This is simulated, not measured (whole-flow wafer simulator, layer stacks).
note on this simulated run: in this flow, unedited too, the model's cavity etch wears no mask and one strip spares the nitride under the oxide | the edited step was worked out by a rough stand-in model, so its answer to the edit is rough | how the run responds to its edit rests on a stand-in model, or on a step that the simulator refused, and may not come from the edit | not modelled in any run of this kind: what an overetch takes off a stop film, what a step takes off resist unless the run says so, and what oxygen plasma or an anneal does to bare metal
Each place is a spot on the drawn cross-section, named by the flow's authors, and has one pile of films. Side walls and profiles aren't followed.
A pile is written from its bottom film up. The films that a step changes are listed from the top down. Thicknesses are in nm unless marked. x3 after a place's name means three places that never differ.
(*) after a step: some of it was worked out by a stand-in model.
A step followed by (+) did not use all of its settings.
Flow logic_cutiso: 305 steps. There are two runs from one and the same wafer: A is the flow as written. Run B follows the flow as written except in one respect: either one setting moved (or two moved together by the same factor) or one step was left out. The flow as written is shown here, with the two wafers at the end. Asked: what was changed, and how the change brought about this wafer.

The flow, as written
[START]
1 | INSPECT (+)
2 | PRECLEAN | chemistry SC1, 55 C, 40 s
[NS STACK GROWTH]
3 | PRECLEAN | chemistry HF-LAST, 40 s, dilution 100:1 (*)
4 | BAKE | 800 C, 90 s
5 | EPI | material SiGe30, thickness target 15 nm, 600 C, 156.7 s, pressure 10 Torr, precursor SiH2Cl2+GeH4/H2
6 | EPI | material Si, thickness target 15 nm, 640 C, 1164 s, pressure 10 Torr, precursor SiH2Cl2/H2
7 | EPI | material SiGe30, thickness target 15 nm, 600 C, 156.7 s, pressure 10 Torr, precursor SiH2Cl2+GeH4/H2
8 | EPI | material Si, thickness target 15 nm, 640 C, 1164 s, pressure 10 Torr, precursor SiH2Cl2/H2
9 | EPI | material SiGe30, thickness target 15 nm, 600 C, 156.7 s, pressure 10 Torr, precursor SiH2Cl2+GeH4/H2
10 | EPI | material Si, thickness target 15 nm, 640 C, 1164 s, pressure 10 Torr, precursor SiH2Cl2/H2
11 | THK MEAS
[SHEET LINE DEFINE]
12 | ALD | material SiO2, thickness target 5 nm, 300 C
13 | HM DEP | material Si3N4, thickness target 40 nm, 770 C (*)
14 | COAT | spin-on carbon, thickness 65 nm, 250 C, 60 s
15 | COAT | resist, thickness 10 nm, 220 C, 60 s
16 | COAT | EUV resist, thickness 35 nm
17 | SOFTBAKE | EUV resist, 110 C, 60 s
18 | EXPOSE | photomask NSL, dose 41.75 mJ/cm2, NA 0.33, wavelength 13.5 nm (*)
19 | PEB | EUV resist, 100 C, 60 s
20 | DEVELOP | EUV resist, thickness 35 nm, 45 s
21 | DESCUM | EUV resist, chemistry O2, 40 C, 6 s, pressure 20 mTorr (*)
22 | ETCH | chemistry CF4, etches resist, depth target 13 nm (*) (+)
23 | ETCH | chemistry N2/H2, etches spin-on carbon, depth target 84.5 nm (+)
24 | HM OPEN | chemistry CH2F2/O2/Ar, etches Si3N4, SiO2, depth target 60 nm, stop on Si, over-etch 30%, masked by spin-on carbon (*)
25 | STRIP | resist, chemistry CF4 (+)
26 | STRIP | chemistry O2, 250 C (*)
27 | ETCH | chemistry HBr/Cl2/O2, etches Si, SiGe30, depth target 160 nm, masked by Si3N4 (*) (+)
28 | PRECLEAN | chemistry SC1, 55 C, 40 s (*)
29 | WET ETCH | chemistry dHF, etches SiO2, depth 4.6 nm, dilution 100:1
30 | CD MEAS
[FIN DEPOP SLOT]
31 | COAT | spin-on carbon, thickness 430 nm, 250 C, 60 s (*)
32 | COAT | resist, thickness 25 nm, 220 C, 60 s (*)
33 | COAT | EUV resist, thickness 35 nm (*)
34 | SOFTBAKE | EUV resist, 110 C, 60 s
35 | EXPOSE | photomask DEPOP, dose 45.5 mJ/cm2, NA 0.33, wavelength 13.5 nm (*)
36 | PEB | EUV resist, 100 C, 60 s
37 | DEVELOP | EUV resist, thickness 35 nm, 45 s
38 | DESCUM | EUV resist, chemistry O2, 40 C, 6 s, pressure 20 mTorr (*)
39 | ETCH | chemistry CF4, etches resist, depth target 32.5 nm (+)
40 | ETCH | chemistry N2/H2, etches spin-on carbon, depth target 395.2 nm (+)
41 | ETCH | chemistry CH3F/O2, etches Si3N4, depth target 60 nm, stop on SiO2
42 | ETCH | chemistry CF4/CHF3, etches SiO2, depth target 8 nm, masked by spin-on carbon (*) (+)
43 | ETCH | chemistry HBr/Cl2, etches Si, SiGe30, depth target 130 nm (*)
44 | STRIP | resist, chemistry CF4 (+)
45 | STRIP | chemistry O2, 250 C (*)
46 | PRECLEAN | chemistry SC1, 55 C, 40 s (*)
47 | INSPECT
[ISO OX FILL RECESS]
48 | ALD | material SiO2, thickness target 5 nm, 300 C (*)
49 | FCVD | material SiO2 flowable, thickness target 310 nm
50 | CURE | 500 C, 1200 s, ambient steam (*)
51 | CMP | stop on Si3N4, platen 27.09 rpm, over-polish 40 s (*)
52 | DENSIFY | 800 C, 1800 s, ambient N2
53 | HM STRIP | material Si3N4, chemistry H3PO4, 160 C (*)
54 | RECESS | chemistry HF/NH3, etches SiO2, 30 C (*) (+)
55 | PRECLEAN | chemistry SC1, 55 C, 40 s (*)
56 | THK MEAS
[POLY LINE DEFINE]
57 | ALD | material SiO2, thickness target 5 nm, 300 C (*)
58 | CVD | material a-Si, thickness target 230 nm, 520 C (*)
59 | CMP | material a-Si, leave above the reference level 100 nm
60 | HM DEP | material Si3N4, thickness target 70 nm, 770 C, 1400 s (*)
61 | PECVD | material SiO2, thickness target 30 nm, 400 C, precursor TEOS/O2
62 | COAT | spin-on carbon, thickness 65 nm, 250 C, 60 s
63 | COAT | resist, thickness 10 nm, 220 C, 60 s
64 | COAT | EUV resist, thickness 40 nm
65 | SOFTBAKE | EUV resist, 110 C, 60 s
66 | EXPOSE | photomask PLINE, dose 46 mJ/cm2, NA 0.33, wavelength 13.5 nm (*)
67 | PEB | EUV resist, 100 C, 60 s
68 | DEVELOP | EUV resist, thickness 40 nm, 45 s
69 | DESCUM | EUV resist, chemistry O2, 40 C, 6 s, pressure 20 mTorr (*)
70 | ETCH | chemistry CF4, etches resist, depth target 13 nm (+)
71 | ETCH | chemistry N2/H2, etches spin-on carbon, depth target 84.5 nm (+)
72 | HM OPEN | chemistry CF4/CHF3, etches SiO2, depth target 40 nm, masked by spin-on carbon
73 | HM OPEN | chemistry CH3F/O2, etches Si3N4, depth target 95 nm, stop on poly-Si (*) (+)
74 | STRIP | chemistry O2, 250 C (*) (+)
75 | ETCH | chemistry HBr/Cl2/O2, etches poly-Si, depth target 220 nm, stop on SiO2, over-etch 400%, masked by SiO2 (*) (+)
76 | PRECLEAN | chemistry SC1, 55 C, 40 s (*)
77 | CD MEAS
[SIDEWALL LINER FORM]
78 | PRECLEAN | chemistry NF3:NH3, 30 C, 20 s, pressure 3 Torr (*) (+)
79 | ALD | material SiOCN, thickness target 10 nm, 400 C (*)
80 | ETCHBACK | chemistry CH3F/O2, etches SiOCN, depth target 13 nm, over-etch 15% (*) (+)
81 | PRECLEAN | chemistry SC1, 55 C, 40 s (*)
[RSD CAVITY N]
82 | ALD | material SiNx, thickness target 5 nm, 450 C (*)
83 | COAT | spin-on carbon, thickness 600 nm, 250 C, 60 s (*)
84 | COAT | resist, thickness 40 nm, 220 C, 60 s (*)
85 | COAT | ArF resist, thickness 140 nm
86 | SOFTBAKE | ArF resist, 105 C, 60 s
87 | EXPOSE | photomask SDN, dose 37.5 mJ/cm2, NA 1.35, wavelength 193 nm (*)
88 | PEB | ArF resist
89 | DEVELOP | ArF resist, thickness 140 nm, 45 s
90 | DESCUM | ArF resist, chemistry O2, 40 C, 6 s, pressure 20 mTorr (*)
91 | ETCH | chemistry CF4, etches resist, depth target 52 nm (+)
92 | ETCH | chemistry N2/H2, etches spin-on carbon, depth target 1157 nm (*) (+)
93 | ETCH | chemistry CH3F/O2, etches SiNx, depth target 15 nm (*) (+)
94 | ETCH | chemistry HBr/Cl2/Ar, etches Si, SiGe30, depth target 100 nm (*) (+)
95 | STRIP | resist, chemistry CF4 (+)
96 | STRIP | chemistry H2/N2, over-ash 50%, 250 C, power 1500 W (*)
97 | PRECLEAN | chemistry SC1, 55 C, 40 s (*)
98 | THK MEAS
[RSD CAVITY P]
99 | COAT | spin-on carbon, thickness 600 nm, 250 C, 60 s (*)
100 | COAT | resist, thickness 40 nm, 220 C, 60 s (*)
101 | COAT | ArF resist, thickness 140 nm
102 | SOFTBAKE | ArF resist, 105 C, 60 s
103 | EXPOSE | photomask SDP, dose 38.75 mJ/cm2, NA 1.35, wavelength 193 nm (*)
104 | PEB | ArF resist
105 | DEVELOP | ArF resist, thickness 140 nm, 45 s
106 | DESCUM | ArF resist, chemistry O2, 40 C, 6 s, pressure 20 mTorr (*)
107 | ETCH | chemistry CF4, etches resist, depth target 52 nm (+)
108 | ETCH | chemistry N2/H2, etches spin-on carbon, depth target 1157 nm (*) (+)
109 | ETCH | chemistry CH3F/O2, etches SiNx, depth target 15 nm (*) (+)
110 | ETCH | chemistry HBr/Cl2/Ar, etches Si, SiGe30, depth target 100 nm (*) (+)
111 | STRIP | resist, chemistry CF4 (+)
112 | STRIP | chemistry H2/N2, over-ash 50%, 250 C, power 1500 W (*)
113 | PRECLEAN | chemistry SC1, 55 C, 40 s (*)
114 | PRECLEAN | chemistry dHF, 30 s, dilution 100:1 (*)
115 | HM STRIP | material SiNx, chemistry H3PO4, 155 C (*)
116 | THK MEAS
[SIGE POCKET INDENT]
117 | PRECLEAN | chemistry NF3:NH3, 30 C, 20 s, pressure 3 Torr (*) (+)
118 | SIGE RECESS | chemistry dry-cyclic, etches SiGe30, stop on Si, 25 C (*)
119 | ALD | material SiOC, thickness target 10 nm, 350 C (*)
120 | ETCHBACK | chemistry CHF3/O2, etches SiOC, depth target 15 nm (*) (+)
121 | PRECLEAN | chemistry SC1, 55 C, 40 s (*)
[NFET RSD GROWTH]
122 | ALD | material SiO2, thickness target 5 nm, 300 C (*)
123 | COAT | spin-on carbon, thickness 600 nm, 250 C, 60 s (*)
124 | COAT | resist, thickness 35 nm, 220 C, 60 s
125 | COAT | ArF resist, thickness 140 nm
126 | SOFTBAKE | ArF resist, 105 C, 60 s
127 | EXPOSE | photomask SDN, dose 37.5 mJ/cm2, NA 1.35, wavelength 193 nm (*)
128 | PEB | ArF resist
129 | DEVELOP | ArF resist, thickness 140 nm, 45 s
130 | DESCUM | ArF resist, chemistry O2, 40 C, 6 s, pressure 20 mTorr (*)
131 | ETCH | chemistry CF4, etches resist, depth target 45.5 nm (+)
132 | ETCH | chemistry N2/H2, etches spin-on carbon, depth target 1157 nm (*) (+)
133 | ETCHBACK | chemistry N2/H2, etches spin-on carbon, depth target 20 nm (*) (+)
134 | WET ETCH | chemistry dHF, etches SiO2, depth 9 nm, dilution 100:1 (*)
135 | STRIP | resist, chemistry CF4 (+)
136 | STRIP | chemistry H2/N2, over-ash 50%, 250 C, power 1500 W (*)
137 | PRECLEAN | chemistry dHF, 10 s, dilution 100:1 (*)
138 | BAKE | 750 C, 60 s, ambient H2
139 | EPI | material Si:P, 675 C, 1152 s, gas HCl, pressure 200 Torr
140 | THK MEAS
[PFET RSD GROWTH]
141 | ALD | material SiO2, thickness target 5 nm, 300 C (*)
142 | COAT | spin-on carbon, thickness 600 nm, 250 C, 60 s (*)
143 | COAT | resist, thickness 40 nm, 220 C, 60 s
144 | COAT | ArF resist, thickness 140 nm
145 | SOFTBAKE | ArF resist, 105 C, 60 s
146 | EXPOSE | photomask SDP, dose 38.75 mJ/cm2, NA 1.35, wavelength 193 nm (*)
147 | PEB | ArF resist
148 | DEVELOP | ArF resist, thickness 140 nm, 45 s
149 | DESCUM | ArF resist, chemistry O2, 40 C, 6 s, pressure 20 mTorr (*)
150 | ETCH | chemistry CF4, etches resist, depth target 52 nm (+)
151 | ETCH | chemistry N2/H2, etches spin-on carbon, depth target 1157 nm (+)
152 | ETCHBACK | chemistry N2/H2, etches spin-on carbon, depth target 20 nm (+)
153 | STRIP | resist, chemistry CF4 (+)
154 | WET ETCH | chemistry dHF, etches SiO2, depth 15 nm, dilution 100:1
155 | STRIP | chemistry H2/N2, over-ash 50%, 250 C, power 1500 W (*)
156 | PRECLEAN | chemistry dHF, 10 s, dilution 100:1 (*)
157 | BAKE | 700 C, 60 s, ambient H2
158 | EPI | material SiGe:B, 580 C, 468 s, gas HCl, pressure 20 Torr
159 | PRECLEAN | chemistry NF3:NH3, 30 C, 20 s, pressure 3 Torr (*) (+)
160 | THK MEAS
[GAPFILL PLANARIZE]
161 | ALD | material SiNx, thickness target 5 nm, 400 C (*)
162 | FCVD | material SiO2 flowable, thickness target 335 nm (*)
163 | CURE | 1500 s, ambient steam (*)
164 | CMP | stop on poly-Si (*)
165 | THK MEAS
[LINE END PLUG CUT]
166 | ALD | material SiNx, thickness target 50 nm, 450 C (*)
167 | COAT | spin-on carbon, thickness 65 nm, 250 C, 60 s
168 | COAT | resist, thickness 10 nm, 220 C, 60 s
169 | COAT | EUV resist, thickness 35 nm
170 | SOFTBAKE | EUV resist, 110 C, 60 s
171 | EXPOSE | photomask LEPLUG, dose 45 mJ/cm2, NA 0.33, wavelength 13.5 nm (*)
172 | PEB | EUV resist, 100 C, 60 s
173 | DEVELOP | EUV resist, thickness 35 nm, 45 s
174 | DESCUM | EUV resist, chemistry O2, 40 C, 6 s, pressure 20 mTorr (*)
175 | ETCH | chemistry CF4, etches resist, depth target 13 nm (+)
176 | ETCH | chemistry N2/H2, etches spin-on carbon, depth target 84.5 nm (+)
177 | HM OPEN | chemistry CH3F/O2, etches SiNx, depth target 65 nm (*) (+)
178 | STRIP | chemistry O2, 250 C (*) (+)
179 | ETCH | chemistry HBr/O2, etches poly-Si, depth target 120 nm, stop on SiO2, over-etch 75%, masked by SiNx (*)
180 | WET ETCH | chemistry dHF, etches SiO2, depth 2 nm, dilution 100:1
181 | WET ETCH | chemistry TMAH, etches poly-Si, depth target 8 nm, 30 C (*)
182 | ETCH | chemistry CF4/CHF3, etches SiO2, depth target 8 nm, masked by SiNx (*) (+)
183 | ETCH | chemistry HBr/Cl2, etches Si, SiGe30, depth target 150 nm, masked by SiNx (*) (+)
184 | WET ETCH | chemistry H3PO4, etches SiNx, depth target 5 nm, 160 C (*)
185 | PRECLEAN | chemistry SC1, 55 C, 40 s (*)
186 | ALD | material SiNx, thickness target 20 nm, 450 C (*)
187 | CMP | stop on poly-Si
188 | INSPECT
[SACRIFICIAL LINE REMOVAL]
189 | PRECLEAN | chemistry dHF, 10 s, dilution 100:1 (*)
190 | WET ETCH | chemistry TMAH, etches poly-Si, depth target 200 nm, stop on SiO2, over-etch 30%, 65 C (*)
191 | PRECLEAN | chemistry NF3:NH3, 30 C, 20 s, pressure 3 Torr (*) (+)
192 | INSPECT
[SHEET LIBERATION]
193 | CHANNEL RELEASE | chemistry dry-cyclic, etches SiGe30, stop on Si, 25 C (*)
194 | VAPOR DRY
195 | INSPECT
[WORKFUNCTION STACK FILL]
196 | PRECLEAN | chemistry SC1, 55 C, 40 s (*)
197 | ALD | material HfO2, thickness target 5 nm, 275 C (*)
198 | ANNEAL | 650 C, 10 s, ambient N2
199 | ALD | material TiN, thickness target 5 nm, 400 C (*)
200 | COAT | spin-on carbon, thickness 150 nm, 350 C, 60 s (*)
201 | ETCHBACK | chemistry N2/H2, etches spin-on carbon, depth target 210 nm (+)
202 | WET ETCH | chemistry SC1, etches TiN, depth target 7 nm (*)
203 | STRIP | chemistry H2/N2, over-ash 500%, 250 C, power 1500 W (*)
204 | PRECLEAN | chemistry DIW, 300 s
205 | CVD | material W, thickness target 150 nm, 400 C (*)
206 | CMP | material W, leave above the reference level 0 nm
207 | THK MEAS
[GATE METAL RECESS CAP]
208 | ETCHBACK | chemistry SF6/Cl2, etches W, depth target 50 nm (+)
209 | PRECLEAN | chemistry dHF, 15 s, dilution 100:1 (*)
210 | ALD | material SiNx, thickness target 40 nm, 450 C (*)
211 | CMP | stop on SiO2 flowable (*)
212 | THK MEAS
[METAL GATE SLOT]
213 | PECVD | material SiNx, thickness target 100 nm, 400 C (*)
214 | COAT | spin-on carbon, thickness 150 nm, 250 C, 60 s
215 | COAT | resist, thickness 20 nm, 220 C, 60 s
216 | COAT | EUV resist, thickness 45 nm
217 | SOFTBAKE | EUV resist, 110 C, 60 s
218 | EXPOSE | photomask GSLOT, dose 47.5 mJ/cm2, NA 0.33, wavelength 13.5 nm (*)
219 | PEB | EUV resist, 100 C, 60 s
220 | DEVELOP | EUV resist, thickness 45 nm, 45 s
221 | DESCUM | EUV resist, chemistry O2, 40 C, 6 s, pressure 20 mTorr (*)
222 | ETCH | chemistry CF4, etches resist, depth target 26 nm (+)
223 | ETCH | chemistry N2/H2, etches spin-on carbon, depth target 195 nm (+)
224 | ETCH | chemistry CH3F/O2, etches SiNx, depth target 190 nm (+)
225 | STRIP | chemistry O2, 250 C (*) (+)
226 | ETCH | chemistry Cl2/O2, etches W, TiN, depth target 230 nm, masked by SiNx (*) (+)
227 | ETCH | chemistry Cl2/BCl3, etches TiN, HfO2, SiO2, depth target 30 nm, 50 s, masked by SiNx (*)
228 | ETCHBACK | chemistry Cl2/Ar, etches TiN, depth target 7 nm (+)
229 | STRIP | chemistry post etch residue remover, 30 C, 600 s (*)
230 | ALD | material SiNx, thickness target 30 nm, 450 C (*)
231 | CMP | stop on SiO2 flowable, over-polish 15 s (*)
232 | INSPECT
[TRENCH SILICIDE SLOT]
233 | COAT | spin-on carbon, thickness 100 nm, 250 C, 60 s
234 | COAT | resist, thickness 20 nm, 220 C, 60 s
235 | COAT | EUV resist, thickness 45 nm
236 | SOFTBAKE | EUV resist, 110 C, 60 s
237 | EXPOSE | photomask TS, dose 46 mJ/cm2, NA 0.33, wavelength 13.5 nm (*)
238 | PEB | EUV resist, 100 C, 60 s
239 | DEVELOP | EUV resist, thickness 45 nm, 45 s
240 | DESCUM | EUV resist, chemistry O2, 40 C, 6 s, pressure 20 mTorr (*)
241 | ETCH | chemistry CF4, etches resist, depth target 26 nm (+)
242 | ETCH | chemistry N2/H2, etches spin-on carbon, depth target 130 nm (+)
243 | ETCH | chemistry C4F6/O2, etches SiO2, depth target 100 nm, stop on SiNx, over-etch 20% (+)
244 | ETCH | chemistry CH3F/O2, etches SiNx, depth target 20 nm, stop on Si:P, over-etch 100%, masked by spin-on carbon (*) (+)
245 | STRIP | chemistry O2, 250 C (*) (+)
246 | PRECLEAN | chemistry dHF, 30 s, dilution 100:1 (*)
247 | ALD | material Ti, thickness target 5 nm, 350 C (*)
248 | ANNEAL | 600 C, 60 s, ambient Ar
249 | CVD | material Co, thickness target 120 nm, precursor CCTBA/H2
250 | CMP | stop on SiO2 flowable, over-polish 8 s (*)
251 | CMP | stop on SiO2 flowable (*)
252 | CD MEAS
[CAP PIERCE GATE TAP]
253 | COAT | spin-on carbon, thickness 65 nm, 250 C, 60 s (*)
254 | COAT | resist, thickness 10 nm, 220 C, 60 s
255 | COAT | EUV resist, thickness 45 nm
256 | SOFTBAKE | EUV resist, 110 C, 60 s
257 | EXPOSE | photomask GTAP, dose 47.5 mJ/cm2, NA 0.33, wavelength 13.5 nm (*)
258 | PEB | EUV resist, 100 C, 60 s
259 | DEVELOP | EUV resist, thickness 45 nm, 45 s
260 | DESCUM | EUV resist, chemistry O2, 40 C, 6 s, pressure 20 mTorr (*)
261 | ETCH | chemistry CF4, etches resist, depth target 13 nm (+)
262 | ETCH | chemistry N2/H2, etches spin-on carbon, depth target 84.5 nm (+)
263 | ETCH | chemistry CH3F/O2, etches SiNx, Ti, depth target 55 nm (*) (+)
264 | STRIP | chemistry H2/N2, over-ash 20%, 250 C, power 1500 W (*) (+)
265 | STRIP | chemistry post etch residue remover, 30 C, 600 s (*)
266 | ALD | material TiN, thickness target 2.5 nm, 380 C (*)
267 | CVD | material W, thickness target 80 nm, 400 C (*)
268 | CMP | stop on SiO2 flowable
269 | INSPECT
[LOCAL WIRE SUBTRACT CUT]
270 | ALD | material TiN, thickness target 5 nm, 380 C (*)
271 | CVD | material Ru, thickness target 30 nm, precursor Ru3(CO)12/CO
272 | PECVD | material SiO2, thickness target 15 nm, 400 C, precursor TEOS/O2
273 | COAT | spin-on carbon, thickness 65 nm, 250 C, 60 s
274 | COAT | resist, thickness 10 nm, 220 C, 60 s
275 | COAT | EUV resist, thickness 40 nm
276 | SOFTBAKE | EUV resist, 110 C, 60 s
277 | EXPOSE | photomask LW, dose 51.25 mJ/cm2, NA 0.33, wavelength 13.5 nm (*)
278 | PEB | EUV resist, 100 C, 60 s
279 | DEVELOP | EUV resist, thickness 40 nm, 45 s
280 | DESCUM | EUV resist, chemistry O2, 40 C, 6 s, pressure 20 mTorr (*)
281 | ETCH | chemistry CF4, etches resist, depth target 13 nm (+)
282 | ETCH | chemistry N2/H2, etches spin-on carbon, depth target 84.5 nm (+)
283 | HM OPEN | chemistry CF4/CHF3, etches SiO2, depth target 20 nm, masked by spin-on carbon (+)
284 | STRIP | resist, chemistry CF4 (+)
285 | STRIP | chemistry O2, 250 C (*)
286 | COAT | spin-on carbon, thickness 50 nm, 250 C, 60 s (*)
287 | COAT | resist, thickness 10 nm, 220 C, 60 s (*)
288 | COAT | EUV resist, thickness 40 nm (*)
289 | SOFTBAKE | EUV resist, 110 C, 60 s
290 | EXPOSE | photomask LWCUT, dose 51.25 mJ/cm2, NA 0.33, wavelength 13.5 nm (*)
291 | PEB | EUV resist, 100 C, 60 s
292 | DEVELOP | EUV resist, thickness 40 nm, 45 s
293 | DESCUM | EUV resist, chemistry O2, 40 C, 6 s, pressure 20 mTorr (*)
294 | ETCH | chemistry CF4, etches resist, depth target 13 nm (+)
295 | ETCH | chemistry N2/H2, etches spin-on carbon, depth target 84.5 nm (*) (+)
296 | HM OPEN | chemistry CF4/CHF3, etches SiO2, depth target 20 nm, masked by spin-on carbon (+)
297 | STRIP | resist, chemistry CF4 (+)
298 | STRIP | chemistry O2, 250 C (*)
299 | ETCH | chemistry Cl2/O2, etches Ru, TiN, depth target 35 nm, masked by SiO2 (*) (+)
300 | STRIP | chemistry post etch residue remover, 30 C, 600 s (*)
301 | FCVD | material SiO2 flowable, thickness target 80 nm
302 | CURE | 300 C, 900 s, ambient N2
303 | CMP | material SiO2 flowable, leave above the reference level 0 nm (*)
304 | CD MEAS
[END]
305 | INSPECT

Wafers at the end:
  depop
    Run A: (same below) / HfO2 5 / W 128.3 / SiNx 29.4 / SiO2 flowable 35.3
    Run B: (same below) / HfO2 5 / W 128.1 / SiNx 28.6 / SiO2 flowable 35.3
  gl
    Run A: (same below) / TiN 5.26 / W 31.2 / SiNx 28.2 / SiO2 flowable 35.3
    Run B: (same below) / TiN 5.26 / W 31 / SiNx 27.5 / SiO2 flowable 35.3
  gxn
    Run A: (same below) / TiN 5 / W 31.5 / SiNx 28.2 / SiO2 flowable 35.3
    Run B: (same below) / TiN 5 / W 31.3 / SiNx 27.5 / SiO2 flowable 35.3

The reason: step 163, CURE: 825 s was run, whereas the flow has 1500 s.

Step by step, how the change led to this:
  163 | CURE | 1500 s, ambient steam (*)
      depop, dpovl, isow, ns, nsgap: A SiO2 flowable loses 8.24 | B SiO2 flowable loses 7.47
      lnrt, rsdn, tap: A SiO2 flowable loses 7.43 | B SiO2 flowable loses 6.85
      (and at 14 other places as well)
  246 | PRECLEAN | chemistry dHF, 30 s, dilution 100:1 (*)
      iso: A SiO2 flowable loses 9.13 | B SiO2 flowable loses 9.7
  250 | CMP | stop on SiO2 flowable, over-polish 8 s (*)
      rsdx: A Co loses 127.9 (all of it) | B Co loses 127.8
  251 | CMP | stop on SiO2 flowable (*)
      rsdx: A Ti loses 5 (all of it) | B Co loses 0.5 (all of it), Ti loses 4.45
      iso: A Co loses 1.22 (all of it), Ti loses 4.34 | B Co loses 1.78 (all of it), Ti loses 3.83
  265 | STRIP | chemistry post etch residue remover, 30 C, 600 s (*)
      rsdx: A nothing | B Ti loses 0.55 (all of it)
      iso: A Ti loses 0.66 (all of it) | B Ti loses 1.17 (all of it)
  268 | CMP | stop on SiO2 flowable
      depop, dpovl, gfld and 9 more: A W loses 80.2 (all of it), TiN loses 2.5 (all of it), SiNx loses 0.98 | B W loses 80.2 (all of it), TiN loses 2.5 (all of it), SiNx loses 1.55
      lnr, lnri, lnrp, lnrt: A W loses 80 (all of it), TiN loses 2.5 (all of it), SiOCN loses 1.22 | B W loses 80 (all of it), TiN loses 2.5 (all of it), SiOCN loses 1.78
      (and at 3 other places as well)
